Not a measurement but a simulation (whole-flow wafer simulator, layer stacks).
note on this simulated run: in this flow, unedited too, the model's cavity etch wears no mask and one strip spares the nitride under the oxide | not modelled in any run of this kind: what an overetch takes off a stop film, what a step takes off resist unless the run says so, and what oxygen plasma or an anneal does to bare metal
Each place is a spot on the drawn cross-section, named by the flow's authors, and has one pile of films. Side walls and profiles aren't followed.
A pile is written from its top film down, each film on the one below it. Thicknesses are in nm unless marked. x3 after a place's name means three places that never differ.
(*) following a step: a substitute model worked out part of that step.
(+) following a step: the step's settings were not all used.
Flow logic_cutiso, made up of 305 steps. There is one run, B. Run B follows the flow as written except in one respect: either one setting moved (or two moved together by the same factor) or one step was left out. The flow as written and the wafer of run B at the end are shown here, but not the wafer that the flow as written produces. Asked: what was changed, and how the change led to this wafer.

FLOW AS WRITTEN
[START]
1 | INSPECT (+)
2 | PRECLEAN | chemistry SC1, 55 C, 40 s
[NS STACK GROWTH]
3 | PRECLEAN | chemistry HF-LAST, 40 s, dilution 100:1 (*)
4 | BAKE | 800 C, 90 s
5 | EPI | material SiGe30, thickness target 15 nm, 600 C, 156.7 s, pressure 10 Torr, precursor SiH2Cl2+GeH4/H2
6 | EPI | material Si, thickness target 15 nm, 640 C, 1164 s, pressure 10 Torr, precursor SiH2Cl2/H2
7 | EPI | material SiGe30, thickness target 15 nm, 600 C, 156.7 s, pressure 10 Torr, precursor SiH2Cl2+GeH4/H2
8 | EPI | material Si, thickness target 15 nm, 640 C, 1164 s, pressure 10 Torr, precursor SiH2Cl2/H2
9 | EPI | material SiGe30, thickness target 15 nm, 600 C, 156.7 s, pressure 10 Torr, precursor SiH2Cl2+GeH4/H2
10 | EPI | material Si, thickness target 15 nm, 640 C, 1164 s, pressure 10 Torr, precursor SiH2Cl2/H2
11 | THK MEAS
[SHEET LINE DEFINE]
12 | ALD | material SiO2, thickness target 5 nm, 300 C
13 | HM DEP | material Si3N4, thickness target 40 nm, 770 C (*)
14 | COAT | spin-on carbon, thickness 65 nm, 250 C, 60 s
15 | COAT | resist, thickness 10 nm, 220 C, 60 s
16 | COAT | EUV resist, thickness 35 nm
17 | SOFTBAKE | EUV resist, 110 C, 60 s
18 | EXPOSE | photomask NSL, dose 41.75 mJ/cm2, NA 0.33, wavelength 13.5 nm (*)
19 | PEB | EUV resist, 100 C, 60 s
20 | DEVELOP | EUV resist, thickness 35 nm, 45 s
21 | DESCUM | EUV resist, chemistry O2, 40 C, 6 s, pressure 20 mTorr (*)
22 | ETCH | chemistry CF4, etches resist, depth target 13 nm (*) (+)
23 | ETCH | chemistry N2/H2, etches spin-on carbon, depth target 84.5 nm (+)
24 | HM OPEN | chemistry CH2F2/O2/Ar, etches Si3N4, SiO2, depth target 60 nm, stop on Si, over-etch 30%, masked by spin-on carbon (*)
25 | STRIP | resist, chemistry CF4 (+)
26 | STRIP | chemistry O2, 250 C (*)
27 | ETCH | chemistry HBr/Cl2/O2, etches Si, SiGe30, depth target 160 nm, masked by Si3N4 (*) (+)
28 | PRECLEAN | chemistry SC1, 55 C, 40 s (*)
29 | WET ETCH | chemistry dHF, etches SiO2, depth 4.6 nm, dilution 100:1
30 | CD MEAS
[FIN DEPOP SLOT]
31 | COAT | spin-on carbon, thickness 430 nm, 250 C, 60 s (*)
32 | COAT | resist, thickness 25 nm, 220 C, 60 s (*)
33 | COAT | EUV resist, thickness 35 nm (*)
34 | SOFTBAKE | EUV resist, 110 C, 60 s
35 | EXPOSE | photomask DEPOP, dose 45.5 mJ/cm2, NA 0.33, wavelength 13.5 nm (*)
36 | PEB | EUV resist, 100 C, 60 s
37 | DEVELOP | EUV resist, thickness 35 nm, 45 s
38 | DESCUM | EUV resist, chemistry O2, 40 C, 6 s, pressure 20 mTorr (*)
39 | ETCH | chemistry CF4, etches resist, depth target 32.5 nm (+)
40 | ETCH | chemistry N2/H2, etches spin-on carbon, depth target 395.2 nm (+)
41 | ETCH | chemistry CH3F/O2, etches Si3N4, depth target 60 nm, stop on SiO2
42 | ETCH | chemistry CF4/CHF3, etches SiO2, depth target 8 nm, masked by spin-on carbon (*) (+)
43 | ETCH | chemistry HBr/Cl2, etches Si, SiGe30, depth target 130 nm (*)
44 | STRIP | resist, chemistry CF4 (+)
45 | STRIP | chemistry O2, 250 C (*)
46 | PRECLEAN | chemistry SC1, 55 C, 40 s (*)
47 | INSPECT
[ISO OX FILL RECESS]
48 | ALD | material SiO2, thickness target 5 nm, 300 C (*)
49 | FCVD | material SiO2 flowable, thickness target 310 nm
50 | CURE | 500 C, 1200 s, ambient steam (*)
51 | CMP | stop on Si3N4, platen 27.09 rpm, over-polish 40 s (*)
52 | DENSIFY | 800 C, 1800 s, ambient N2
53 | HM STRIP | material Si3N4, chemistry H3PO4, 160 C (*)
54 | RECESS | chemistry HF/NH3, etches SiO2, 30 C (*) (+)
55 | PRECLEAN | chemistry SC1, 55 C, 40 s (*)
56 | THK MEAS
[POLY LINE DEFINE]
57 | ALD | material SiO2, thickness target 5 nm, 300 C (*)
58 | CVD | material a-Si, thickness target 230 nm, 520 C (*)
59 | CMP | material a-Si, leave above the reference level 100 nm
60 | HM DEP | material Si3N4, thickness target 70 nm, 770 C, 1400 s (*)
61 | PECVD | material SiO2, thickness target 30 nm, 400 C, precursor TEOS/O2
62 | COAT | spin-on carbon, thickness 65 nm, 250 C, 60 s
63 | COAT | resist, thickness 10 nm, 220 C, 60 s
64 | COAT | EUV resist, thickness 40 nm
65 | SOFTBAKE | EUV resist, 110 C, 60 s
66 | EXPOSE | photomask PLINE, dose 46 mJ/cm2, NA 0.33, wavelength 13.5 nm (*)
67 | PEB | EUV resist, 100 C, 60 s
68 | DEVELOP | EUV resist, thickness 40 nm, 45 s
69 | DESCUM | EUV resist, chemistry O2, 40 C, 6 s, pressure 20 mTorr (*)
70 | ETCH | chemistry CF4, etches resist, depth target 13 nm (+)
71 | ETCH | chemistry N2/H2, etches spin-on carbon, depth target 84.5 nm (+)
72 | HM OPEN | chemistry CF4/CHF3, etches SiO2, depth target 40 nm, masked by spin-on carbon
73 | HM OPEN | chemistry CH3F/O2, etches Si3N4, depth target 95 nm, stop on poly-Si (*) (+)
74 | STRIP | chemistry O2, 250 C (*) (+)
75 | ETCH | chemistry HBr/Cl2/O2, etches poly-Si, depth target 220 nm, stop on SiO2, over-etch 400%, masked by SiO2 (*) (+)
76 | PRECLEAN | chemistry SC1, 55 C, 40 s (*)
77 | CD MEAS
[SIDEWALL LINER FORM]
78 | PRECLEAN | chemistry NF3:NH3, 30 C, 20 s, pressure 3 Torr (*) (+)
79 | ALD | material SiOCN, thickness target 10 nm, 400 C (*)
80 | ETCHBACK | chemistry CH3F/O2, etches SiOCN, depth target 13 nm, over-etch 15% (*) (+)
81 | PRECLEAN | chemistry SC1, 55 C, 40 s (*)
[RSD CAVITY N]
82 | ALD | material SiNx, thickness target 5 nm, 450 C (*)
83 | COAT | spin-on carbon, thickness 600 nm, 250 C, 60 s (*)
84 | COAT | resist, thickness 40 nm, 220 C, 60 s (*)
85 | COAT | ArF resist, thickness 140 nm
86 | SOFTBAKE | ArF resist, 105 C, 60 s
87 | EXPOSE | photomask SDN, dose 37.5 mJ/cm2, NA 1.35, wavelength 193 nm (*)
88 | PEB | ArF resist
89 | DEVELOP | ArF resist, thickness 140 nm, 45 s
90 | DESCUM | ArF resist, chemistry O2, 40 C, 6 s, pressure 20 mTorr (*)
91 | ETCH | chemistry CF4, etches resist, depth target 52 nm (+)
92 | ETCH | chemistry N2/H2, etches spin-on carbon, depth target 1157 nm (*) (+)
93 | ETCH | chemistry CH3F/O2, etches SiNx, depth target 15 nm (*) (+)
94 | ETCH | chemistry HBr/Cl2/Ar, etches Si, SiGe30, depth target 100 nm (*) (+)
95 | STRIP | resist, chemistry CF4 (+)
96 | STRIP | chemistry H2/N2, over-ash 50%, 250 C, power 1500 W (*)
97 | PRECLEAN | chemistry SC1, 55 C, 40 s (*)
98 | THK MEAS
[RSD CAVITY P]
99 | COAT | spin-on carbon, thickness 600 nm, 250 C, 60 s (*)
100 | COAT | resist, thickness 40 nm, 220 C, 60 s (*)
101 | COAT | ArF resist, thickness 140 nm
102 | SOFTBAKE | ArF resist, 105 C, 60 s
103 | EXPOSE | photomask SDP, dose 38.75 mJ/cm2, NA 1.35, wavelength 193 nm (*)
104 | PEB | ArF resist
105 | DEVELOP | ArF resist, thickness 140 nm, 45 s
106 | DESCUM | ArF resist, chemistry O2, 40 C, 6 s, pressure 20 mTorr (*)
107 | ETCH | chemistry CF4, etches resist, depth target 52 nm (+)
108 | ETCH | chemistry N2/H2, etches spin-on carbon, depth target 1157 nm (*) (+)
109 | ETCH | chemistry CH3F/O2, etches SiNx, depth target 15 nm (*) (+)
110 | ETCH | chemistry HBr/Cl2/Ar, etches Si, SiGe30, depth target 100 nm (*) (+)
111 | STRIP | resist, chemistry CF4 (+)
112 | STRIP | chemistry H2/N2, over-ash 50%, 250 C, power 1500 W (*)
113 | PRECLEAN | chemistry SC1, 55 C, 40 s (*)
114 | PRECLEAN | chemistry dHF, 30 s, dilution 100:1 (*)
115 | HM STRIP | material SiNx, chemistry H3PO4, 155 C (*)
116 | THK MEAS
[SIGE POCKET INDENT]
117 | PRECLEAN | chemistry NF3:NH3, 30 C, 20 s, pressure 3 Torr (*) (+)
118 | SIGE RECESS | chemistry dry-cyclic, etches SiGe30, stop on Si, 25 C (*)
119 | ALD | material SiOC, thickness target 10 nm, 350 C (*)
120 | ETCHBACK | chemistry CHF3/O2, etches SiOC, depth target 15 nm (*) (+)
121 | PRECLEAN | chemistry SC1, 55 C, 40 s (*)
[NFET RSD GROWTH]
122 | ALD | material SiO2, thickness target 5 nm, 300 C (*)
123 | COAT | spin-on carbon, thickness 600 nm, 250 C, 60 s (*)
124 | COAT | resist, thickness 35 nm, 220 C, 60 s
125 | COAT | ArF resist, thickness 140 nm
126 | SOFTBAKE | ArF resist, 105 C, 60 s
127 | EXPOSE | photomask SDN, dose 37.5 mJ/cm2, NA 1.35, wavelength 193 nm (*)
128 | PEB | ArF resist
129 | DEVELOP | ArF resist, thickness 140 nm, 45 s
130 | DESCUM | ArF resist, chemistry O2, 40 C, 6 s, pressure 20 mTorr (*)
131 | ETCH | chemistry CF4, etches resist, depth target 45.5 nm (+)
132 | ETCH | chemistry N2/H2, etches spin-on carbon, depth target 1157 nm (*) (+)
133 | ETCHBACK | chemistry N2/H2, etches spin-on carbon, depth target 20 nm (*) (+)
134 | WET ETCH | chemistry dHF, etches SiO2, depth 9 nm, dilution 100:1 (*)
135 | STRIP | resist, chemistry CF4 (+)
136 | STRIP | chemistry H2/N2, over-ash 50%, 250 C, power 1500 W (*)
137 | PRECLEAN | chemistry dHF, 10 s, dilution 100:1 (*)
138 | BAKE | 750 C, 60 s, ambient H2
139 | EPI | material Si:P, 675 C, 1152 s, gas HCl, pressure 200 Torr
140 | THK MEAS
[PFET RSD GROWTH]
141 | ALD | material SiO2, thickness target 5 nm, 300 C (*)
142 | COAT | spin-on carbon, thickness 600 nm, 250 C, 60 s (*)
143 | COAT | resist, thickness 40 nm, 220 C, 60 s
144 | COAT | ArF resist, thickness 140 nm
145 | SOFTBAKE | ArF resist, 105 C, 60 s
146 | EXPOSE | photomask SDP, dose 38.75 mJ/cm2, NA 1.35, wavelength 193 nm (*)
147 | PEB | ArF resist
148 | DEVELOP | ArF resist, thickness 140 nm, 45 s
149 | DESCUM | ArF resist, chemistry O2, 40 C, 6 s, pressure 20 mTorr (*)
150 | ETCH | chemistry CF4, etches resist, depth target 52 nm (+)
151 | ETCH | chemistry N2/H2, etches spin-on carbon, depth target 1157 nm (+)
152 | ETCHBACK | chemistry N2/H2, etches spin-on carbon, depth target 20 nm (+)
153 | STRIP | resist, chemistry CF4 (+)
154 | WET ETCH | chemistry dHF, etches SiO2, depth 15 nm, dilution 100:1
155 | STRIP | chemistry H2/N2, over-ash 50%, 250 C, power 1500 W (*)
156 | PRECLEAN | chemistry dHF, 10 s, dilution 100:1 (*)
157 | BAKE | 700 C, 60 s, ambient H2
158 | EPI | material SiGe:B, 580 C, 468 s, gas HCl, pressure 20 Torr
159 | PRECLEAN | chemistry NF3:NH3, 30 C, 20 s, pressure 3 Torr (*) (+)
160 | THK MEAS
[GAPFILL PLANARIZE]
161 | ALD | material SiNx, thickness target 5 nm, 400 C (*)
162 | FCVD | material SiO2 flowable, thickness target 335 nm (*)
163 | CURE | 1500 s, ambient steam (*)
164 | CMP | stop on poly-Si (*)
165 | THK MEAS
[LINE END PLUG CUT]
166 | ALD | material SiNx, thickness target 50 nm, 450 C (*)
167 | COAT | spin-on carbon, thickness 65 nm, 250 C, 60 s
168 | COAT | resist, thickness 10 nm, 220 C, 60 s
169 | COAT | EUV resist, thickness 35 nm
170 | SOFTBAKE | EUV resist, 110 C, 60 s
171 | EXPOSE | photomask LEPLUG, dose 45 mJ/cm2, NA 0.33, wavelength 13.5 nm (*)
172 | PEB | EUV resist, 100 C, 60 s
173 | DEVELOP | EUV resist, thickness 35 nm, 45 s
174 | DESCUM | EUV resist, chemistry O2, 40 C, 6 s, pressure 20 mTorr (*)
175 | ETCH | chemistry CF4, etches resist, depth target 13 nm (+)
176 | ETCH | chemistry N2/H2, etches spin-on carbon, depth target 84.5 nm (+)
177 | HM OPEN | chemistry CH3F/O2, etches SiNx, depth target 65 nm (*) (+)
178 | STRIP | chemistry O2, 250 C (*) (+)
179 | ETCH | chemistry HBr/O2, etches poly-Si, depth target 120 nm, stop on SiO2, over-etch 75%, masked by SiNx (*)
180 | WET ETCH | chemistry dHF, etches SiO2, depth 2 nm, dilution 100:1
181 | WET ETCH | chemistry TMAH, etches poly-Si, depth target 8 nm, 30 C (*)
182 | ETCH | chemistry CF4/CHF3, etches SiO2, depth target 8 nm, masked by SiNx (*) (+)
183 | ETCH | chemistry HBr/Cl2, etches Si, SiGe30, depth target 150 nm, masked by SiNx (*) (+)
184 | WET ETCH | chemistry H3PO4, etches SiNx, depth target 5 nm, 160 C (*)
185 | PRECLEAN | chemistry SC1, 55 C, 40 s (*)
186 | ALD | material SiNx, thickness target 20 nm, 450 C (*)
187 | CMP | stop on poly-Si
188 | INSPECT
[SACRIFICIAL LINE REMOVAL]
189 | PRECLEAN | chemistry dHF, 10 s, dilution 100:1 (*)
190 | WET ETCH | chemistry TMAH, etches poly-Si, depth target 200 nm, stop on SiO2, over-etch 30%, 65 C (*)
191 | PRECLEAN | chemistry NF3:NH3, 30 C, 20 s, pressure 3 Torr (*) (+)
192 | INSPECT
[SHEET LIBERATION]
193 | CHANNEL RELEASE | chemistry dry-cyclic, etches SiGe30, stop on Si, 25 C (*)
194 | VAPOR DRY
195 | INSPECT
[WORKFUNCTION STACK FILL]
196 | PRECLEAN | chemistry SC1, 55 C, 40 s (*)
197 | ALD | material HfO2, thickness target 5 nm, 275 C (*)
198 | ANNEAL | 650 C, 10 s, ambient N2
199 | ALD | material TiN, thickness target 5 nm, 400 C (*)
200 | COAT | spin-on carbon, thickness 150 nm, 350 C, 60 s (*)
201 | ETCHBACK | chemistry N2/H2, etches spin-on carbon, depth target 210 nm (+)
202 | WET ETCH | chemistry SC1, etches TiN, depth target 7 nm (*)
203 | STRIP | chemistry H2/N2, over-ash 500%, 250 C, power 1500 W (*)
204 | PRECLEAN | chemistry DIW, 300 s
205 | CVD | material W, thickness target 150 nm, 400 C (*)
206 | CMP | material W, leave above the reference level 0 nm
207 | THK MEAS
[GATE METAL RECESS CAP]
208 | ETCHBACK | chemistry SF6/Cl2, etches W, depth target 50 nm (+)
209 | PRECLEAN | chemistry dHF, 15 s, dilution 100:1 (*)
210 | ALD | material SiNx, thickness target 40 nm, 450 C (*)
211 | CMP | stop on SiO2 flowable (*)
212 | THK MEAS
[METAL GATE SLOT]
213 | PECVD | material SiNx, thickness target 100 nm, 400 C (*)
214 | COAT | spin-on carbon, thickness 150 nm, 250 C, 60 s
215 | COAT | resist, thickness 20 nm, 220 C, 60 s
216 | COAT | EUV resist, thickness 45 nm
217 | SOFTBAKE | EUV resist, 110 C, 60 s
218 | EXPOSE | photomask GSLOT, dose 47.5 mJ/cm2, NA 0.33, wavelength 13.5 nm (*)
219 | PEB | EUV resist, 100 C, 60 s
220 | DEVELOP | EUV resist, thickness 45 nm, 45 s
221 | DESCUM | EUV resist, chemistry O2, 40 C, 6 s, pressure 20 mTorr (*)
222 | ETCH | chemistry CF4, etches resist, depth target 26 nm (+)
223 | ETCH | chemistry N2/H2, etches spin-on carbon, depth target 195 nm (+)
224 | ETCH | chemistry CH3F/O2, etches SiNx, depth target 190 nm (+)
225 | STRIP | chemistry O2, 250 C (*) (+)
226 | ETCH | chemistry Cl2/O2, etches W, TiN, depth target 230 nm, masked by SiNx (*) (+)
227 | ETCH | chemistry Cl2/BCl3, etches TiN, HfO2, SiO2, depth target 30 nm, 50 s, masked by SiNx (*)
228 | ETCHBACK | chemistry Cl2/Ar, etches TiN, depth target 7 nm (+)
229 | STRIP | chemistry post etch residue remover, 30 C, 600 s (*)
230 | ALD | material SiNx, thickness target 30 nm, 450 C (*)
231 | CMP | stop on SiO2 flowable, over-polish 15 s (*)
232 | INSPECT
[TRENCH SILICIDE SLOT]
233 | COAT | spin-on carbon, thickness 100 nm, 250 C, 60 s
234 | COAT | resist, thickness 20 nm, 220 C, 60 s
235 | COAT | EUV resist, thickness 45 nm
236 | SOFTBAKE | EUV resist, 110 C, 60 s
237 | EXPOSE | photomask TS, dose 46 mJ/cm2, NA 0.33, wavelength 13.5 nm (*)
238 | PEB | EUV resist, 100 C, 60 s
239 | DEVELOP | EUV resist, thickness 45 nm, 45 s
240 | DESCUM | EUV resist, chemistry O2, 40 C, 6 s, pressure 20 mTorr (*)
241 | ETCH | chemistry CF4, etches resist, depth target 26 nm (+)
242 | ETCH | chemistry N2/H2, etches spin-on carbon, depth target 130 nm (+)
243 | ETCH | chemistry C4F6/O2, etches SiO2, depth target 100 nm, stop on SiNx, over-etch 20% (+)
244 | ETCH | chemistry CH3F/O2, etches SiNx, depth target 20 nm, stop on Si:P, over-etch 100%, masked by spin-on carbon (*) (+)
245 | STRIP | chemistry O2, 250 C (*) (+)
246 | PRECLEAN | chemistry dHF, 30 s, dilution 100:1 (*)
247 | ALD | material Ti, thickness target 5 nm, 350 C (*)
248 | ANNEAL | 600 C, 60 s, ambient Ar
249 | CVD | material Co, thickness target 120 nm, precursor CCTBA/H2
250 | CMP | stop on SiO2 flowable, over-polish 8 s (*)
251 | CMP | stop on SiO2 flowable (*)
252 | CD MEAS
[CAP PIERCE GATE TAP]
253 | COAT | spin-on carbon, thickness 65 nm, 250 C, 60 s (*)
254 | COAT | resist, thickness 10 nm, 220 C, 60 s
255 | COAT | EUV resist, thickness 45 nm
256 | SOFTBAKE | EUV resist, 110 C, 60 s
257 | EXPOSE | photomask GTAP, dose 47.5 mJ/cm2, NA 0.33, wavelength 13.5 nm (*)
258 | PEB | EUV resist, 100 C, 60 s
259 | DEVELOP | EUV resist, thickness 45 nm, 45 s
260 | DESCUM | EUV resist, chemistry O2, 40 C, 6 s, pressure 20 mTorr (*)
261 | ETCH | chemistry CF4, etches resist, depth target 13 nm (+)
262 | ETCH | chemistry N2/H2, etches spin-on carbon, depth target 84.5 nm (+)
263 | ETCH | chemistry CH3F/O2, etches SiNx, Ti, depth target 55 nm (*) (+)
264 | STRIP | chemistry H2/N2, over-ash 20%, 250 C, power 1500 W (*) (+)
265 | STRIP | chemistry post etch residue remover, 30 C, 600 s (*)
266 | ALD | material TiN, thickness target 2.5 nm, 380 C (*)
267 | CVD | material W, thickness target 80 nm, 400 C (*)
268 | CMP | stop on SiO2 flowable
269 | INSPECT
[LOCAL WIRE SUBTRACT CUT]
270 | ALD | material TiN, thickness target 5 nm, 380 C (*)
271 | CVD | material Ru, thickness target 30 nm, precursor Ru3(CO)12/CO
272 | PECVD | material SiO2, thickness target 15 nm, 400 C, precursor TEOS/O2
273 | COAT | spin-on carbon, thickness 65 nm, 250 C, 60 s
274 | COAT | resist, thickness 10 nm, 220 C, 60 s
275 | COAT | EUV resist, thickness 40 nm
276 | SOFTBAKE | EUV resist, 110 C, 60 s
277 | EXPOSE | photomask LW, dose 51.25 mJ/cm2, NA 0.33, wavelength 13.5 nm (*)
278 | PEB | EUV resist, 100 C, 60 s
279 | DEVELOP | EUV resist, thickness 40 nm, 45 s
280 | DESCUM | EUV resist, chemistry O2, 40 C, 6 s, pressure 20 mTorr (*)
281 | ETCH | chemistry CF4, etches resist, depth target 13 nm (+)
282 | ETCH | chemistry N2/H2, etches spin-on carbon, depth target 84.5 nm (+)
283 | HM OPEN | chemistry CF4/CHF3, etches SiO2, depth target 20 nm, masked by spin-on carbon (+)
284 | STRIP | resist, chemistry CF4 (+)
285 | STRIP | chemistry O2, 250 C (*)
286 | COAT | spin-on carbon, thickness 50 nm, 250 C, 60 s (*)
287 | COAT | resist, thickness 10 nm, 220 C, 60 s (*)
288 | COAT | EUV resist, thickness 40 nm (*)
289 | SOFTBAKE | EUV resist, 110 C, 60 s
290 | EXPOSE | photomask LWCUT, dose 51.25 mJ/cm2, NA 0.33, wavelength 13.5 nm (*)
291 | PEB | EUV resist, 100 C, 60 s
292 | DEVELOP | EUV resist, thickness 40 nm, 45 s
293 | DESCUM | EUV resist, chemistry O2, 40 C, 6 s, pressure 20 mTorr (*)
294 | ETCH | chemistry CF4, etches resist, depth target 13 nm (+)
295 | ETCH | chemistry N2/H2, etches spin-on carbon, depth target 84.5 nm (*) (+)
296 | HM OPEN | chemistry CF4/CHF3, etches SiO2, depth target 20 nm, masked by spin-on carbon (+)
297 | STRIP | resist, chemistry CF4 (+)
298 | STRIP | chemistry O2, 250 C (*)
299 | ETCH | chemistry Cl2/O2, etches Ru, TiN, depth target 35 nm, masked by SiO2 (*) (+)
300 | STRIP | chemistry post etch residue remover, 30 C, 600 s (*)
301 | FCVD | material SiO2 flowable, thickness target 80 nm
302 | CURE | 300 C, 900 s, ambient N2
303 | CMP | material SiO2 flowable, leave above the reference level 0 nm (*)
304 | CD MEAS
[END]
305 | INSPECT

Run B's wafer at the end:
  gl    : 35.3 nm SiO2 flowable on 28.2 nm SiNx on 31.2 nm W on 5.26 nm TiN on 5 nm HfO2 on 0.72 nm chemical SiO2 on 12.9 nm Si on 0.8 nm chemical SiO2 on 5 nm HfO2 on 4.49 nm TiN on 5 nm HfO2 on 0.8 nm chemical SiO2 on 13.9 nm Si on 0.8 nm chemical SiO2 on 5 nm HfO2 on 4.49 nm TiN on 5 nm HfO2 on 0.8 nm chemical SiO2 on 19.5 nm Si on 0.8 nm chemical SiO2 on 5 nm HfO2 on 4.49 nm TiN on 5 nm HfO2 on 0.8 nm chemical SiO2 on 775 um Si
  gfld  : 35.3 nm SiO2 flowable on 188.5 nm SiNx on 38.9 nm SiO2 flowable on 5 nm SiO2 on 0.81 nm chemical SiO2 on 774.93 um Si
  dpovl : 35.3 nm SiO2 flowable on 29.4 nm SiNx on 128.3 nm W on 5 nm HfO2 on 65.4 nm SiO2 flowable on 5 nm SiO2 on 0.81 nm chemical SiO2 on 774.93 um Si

The reason: step 6, EPI: thickness target 20.6 nm was run, while the flow as written has thickness target 15 nm; step 6, EPI: 1601 s was run, where the flow has 1164 s.

Step by step, how the change led to this:
  6 | EPI | material Si, thickness target 15 nm, 640 C, 1164 s, pressure 10 Torr, precursor SiH2Cl2/H2
      depop, dpovl, gfld and 19 more: Si gains 20.6 (new film) (in the flow as written it would be: Si gains 15 (new film))
  27 | ETCH | chemistry HBr/Cl2/O2, etches Si, SiGe30, depth target 160 nm, masked by Si3N4 (*) (+)
      gfld, gxf, iso, lnri: chemical SiO2 loses 0.79 (all of it), Si loses 11.4 (all of it), SiGe30 loses 15 (all of it), Si loses 15 (all of it), SiGe30 loses 15 (all of it), Si loses 20.6 (all of it), SiGe30 loses 15 (all of it), Si loses 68 (in the flow as written it would be: chemical SiO2 loses 0.79 (all of it), Si loses 11.4 (all of it), SiGe30 loses 15 (all of it), Si loses 15 (all of it), SiGe30 loses 15 (all of it), Si loses 15 (all of it), SiGe30 loses 15 (all of it), Si loses 73.6)
      dpovl, nsgap: chemical SiO2 loses 0.79 (all of it), Si loses 11.8 (all of it), SiGe30 loses 15 (all of it), Si loses 15 (all of it), SiGe30 loses 15 (all of it), Si loses 20.6 (all of it), SiGe30 loses 15 (all of it), Si loses 67.6 (in the flow as written it would be: chemical SiO2 loses 0.79 (all of it), Si loses 11.8 (all of it), SiGe30 loses 15 (all of it), Si loses 15 (all of it), SiGe30 loses 15 (all of it), Si loses 15 (all of it), SiGe30 loses 15 (all of it), Si loses 73.2)
      (and at 1 other place as well)
  43 | ETCH | chemistry HBr/Cl2, etches Si, SiGe30, depth target 130 nm (*)
      depop: Si loses 14 (all of it), SiGe30 loses 15 (all of it), Si loses 15 (all of it), SiGe30 loses 15 (all of it), Si loses 20.6 (all of it), SiGe30 loses 15 (all of it), Si loses 35.3 (in the flow as written it would be: Si loses 14 (all of it), SiGe30 loses 15 (all of it), Si loses 15 (all of it), SiGe30 loses 15 (all of it), Si loses 15 (all of it), SiGe30 loses 15 (all of it), Si loses 41)
  94 | ETCH | chemistry HBr/Cl2/Ar, etches Si, SiGe30, depth target 100 nm (*) (+)
      rsdn, rsdx: chemical SiO2 loses 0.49 (all of it), Si loses 12.8 (all of it), SiGe30 loses 15 (all of it), Si loses 15 (all of it), SiGe30 loses 15 (all of it), Si loses 20.6 (all of it), SiGe30 loses 15 (all of it), Si loses 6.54 (in the flow as written it would be: chemical SiO2 loses 0.49 (all of it), Si loses 12.8 (all of it), SiGe30 loses 15 (all of it), Si loses 15 (all of it), SiGe30 loses 15 (all of it), Si loses 15 (all of it), SiGe30 loses 15 (all of it), Si loses 12.2)
  110 | ETCH | chemistry HBr/Cl2/Ar, etches Si, SiGe30, depth target 100 nm (*) (+)
      rsdp, rsdw: chemical SiO2 loses 0.49 (all of it), Si loses 12.8 (all of it), SiGe30 loses 15 (all of it), Si loses 15 (all of it), SiGe30 loses 15 (all of it), Si loses 20.6 (all of it), SiGe30 loses 15 (all of it), Si loses 6.54 (in the flow as written it would be: chemical SiO2 loses 0.49 (all of it), Si loses 12.8 (all of it), SiGe30 loses 15 (all of it), Si loses 15 (all of it), SiGe30 loses 15 (all of it), Si loses 15 (all of it), SiGe30 loses 15 (all of it), Si loses 12.2)
  183 | ETCH | chemistry HBr/Cl2, etches Si, SiGe30, depth target 150 nm, masked by SiNx (*) (+)
      plug: Si loses 13.6 (all of it), SiGe30 loses 15 (all of it), Si loses 15 (all of it), SiGe30 loses 15 (all of it), Si loses 20.6 (all of it), SiGe30 loses 15 (all of it), Si loses 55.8 (in the flow as written it would be: Si loses 13.6 (all of it), SiGe30 loses 15 (all of it), Si loses 15 (all of it), SiGe30 loses 15 (all of it), Si loses 15 (all of it), SiGe30 loses 15 (all of it), Si loses 61.4)
